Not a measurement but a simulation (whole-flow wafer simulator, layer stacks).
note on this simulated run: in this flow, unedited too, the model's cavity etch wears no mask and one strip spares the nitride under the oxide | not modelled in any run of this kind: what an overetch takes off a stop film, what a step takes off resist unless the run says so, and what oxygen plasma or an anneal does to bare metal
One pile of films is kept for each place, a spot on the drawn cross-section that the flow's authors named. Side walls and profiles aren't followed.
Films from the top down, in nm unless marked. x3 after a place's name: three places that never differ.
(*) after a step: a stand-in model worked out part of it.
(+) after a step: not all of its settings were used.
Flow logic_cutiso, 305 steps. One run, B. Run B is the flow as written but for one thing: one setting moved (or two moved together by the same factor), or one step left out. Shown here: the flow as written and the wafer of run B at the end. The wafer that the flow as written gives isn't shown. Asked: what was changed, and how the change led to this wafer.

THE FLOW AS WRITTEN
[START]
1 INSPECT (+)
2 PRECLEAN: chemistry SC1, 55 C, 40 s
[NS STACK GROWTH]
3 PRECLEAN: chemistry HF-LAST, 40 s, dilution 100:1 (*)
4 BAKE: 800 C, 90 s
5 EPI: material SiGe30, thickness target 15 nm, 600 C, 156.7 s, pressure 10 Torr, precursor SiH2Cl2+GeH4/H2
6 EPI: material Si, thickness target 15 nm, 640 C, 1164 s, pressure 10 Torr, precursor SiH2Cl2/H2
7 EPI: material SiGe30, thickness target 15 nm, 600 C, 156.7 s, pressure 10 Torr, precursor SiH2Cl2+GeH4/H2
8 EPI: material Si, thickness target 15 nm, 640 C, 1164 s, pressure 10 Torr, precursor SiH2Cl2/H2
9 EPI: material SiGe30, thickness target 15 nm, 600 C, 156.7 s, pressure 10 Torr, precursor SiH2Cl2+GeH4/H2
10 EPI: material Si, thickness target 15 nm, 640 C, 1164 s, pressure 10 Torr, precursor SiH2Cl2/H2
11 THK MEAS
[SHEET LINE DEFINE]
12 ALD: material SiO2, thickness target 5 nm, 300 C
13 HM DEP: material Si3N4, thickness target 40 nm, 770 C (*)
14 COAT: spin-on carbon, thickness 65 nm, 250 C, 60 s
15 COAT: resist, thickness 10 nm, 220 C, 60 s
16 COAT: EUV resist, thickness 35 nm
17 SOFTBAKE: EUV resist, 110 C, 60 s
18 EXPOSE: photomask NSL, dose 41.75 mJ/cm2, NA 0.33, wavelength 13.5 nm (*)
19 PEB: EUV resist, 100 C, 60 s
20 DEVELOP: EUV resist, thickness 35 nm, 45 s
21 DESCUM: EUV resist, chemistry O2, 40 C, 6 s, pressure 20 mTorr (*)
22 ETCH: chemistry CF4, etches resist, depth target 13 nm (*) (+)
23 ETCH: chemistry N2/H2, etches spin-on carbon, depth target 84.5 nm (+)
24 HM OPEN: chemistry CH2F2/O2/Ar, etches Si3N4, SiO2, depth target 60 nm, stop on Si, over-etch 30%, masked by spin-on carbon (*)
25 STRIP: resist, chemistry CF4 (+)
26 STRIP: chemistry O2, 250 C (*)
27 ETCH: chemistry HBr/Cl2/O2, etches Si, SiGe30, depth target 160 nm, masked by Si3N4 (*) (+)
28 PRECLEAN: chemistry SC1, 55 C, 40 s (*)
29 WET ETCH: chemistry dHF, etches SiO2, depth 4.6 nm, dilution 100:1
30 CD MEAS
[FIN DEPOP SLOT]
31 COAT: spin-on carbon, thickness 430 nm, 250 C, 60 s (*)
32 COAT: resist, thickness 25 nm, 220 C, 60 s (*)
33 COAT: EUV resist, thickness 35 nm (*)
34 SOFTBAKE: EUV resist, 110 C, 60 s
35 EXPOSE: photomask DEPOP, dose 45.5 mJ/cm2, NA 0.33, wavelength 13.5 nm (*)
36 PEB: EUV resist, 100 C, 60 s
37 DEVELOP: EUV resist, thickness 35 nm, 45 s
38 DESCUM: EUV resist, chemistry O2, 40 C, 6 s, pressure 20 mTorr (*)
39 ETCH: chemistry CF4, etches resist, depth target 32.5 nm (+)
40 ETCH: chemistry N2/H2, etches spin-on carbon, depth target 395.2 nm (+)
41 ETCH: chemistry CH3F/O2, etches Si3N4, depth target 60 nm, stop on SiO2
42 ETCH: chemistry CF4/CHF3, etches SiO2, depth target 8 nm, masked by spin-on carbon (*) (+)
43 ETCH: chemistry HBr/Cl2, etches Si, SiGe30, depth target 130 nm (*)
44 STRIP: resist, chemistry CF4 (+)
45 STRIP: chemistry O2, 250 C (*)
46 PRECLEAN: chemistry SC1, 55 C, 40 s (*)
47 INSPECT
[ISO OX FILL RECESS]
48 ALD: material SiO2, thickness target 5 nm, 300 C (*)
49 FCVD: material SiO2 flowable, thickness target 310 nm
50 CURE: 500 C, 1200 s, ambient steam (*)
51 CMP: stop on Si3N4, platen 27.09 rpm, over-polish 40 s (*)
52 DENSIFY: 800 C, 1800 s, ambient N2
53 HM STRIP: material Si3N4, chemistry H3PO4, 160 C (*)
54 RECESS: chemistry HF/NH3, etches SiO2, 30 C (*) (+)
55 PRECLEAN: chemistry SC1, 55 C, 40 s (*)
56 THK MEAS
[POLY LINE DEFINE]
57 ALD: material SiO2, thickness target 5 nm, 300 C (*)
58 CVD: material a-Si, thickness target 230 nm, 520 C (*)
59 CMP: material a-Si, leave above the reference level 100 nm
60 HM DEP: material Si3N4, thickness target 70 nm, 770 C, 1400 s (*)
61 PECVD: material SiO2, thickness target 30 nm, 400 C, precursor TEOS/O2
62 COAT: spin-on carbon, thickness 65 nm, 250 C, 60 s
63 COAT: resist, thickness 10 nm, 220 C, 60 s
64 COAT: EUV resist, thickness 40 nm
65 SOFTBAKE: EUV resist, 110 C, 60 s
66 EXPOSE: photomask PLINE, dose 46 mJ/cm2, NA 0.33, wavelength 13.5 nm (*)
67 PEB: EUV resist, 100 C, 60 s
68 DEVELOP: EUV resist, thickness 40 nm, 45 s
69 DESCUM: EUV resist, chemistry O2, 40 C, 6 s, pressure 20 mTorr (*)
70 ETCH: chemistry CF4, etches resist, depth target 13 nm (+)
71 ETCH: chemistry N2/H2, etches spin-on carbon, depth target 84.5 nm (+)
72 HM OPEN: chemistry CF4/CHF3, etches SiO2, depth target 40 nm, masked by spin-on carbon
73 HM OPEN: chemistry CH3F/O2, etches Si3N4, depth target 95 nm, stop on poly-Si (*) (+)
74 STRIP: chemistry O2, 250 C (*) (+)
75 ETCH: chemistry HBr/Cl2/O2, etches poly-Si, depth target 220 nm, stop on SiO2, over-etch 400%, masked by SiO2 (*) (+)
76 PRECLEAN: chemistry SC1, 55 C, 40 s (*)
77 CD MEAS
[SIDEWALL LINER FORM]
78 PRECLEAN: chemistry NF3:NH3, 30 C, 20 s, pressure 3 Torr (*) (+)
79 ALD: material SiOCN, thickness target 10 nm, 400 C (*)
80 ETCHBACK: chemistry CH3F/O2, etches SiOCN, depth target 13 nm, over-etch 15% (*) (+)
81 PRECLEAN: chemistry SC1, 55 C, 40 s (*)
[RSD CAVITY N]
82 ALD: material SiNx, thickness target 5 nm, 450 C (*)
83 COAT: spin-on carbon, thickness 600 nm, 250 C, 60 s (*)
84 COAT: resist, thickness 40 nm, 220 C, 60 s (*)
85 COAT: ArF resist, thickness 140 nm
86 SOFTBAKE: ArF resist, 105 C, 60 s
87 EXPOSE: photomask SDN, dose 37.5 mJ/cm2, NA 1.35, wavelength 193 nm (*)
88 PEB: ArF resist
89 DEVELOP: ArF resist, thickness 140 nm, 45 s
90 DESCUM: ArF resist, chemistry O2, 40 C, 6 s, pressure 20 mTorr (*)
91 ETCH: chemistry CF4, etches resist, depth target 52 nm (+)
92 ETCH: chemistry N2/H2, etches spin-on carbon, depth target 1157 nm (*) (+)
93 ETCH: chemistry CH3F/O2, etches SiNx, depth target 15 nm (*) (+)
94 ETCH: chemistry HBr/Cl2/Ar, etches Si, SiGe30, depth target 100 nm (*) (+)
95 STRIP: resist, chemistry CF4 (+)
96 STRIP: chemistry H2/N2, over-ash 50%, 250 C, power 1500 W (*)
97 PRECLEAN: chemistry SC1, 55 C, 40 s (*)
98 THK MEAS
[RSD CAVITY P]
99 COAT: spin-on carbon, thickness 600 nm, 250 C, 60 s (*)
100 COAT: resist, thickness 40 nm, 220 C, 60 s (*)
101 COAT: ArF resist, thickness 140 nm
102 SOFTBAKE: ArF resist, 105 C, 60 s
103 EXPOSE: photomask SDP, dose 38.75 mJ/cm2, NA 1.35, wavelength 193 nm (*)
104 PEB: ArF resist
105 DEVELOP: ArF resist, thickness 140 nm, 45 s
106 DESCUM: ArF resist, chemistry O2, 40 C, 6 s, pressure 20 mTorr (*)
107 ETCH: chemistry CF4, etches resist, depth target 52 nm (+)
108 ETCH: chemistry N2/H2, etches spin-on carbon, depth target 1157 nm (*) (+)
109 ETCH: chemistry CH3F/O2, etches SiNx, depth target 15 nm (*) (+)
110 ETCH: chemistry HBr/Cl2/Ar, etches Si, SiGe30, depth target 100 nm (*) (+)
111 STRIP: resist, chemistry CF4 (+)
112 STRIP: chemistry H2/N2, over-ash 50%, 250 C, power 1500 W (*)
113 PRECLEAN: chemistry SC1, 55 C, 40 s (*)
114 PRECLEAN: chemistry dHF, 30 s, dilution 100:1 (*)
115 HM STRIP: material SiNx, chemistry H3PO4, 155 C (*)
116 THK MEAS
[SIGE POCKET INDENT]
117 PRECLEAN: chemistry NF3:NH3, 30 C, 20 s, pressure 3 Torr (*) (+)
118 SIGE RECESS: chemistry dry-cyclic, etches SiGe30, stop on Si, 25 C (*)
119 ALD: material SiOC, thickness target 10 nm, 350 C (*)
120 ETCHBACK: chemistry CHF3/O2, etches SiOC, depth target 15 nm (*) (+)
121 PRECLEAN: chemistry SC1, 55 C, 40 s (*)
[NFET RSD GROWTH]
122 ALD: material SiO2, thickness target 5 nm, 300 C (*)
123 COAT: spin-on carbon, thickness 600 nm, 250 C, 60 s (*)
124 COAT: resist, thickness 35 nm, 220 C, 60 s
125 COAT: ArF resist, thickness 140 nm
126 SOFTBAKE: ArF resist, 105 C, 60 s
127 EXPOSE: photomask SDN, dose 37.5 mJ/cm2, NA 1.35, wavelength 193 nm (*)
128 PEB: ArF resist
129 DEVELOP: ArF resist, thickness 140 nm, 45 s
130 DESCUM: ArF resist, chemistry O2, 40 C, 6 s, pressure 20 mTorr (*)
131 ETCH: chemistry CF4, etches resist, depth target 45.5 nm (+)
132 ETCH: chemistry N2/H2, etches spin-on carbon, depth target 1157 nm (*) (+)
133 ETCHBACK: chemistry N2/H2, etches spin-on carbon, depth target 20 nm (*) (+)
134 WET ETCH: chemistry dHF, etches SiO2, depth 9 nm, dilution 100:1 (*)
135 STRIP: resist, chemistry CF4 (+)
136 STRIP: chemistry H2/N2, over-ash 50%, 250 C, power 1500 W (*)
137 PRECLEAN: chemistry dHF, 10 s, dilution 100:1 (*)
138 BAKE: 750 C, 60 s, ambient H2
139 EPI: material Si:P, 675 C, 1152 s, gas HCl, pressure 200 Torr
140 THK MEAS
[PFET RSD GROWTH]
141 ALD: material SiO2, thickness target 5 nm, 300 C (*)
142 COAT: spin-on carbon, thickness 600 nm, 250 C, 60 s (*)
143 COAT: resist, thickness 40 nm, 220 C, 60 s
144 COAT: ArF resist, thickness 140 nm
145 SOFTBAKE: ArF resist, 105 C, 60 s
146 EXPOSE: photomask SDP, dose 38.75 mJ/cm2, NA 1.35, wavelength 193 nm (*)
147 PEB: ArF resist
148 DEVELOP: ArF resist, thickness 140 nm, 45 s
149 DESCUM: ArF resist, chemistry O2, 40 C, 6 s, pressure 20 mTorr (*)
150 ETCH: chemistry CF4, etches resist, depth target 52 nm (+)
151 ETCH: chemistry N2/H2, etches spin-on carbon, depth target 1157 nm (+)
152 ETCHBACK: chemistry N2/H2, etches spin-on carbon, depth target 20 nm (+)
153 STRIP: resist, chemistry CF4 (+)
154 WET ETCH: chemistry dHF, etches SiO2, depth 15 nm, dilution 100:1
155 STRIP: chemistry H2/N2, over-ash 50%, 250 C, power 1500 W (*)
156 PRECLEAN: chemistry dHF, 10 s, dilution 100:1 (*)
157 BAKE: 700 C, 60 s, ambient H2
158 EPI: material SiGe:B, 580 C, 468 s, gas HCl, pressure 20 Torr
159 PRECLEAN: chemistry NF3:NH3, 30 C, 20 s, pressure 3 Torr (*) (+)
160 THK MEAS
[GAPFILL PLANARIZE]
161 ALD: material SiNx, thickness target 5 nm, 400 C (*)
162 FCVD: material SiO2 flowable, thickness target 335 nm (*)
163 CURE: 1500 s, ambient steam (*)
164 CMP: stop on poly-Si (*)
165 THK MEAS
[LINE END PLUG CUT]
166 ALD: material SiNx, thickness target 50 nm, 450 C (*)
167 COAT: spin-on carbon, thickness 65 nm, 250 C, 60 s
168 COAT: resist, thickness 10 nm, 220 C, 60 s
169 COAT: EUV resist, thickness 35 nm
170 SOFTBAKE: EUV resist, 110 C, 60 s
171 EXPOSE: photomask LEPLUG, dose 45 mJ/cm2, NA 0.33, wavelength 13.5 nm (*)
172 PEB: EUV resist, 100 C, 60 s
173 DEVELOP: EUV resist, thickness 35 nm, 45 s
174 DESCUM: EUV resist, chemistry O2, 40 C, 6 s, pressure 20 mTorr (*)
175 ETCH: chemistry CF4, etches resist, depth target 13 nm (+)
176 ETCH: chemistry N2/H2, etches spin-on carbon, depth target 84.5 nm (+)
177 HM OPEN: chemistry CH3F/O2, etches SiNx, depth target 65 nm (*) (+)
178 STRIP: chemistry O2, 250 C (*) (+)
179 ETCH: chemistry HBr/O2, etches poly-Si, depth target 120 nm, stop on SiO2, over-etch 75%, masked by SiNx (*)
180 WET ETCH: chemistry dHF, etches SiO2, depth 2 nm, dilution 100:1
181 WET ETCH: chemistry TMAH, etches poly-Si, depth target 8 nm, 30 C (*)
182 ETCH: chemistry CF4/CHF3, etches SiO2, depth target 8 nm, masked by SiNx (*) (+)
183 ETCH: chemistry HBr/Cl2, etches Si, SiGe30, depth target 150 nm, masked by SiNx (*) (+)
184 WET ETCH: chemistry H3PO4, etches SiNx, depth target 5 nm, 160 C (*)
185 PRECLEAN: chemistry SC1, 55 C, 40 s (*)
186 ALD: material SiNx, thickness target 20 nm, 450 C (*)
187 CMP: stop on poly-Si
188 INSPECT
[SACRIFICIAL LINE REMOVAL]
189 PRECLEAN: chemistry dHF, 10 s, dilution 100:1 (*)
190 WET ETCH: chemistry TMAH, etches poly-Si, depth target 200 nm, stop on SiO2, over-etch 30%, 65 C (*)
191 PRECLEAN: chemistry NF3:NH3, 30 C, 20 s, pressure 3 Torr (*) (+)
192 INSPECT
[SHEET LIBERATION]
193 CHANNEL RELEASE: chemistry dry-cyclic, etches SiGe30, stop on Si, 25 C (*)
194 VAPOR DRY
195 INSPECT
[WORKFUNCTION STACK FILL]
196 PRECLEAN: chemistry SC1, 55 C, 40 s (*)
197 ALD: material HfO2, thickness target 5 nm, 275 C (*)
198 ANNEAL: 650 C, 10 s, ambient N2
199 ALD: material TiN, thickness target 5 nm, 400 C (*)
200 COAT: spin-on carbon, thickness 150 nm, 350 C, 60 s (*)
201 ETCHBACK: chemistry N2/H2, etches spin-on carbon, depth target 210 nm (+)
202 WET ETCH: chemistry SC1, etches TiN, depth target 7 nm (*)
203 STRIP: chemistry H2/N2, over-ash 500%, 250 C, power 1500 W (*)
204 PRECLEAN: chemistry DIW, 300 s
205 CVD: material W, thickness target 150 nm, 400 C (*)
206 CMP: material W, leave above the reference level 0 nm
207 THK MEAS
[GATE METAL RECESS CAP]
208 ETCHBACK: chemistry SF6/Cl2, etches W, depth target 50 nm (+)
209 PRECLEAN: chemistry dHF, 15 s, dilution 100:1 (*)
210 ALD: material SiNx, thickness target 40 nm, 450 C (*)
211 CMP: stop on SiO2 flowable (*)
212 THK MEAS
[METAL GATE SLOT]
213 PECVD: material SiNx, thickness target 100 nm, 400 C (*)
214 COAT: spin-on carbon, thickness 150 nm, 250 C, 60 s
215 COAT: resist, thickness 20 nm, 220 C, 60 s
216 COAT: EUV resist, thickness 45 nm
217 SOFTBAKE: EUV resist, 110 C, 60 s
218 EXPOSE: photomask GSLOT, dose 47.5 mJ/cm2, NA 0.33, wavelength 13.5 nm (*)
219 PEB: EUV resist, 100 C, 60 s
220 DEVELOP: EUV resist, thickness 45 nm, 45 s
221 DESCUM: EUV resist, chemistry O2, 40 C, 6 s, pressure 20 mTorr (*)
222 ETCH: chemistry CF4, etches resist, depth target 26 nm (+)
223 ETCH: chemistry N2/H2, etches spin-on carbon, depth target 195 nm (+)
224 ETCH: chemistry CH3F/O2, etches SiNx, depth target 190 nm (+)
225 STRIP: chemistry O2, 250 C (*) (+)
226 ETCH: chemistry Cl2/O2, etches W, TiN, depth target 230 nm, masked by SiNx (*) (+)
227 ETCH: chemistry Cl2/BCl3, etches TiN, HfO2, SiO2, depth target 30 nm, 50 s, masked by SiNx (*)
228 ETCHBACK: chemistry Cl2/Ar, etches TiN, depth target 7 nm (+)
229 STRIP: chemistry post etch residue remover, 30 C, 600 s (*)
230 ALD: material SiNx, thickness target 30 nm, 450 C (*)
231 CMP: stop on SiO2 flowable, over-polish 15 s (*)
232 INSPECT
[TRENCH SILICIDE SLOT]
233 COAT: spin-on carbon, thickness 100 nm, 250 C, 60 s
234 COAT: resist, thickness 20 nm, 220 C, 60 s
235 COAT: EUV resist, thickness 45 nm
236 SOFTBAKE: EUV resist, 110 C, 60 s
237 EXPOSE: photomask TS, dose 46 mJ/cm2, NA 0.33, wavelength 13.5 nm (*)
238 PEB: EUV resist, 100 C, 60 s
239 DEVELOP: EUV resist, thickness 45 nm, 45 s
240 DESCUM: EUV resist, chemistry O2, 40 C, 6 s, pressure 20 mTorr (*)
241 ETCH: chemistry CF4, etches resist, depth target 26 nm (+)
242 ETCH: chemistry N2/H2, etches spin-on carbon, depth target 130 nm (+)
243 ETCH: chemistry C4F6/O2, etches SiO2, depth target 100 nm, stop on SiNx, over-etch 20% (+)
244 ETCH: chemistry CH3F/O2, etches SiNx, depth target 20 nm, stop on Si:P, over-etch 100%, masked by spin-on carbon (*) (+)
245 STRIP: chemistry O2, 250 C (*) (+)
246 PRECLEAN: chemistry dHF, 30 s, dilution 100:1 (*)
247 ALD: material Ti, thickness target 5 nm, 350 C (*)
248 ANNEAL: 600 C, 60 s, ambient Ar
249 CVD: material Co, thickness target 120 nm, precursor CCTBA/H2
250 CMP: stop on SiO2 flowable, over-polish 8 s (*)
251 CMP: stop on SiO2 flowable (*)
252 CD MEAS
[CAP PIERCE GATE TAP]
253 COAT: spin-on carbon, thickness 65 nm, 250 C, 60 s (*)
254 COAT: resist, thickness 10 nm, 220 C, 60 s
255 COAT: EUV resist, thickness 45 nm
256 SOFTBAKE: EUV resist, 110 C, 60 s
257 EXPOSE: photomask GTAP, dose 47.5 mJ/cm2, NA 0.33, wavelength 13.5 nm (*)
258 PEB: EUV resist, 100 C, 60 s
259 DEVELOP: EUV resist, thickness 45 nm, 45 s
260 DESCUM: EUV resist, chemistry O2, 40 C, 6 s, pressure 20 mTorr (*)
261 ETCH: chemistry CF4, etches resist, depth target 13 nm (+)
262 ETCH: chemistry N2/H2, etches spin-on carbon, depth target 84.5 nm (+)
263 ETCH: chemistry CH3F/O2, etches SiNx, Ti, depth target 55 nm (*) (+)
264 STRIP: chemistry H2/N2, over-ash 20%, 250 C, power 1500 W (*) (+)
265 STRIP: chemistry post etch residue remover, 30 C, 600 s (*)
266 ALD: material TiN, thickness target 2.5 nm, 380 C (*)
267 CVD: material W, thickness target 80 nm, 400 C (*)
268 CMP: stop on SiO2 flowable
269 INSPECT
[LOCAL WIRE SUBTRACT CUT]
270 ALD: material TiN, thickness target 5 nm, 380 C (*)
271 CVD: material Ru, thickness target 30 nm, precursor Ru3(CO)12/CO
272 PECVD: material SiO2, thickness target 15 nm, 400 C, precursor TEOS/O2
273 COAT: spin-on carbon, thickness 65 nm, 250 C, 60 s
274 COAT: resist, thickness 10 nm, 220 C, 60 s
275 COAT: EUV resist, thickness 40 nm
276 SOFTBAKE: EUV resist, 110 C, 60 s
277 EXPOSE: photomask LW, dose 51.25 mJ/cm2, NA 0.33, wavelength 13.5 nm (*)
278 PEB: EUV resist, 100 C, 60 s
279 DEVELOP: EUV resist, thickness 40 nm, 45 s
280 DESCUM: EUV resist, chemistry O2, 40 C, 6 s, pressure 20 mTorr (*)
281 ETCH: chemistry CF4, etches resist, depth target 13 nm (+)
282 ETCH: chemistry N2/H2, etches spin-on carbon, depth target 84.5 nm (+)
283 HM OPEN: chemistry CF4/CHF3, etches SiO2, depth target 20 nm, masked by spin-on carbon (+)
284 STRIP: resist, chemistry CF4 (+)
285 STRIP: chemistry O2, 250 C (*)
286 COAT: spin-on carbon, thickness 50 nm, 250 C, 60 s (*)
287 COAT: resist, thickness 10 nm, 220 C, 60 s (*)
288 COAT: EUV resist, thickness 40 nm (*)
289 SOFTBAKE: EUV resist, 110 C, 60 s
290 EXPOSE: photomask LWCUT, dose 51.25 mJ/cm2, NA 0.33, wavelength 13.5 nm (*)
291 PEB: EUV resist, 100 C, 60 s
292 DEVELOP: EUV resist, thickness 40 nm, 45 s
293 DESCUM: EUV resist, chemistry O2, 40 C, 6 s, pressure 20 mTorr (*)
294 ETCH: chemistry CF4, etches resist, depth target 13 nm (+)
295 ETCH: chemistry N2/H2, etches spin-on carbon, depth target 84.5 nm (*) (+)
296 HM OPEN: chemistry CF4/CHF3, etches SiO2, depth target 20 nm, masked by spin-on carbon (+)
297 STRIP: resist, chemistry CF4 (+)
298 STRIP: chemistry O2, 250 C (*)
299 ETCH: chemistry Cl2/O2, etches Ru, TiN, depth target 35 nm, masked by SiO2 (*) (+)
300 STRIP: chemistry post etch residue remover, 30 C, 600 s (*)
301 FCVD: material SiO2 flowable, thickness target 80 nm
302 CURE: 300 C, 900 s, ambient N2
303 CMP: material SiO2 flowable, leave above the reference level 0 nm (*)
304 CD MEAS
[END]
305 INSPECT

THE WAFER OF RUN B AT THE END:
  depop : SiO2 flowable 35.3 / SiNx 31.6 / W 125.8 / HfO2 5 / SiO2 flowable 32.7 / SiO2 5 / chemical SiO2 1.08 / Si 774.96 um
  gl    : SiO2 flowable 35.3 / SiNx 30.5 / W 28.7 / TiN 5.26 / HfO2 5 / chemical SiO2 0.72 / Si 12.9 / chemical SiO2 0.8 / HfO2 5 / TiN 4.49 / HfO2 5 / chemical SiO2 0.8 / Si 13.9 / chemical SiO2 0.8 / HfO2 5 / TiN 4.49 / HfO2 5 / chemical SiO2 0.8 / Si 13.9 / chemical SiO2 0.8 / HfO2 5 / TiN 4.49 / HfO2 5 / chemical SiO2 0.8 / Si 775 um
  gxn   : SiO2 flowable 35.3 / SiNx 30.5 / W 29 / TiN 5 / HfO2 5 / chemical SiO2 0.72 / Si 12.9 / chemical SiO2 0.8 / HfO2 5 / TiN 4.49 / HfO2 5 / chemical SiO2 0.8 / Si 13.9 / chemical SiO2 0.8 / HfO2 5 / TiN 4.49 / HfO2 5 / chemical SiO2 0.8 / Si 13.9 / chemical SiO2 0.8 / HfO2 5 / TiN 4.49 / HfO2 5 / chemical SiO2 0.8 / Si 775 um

The cause: step 208, ETCHBACK: depth target 52.5 nm was run, where the flow has depth target 50 nm.

How the change led to this, step by step:
  208 ETCHBACK: chemistry SF6/Cl2, etches W, depth target 50 nm (+)
      depop, dpovl, gfld and 9 more: W -52.5 (as written it would be: W -50)
      plug: SiNx -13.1 (as written it would be: SiNx -12.5)
  210 ALD: material SiNx, thickness target 40 nm, 450 C (*)
      gfld, gl, glp, gxf, gxn, gxp, tap: SiNx +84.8 (new film) (as written it would be: SiNx +82.6 (new film))
  211 CMP: stop on SiO2 flowable (*)
      depop, dpovl, isow, ns, nsgap: nothing (as written it would be: SiNx -0.61)
  263 ETCH: chemistry CH3F/O2, etches SiNx, Ti, depth target 55 nm (*) (+)
      depop, dpovl, gl, isow, ns, nsgap: resist -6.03 (all of it), spin-on carbon -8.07 (as written it would be: resist -6.03 (all of it), spin-on carbon -6.46)
      glp, lnrt, plug, rsdn, rsdp, rsdw: resist -6.02 (all of it), spin-on carbon -8.09 (as written it would be: resist -6.02 (all of it), spin-on carbon -6.48)
      (and at 10 more places)
  264 STRIP: chemistry H2/N2, over-ash 20%, 250 C, power 1500 W (*) (+)
      gfld, gl, glp and 11 more: spin-on carbon -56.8 (all of it) (as written it would be: spin-on carbon -58.4 (all of it))
      depop, dpovl, isow, ns, nsgap: spin-on carbon -56.9 (all of it) (as written it would be: spin-on carbon -58.5 (all of it))
      (and at 2 more places)
  267 CVD: material W, thickness target 80 nm, 400 C (*)
      tap: W +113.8 (new film) (as written it would be: W +111.4 (new film))
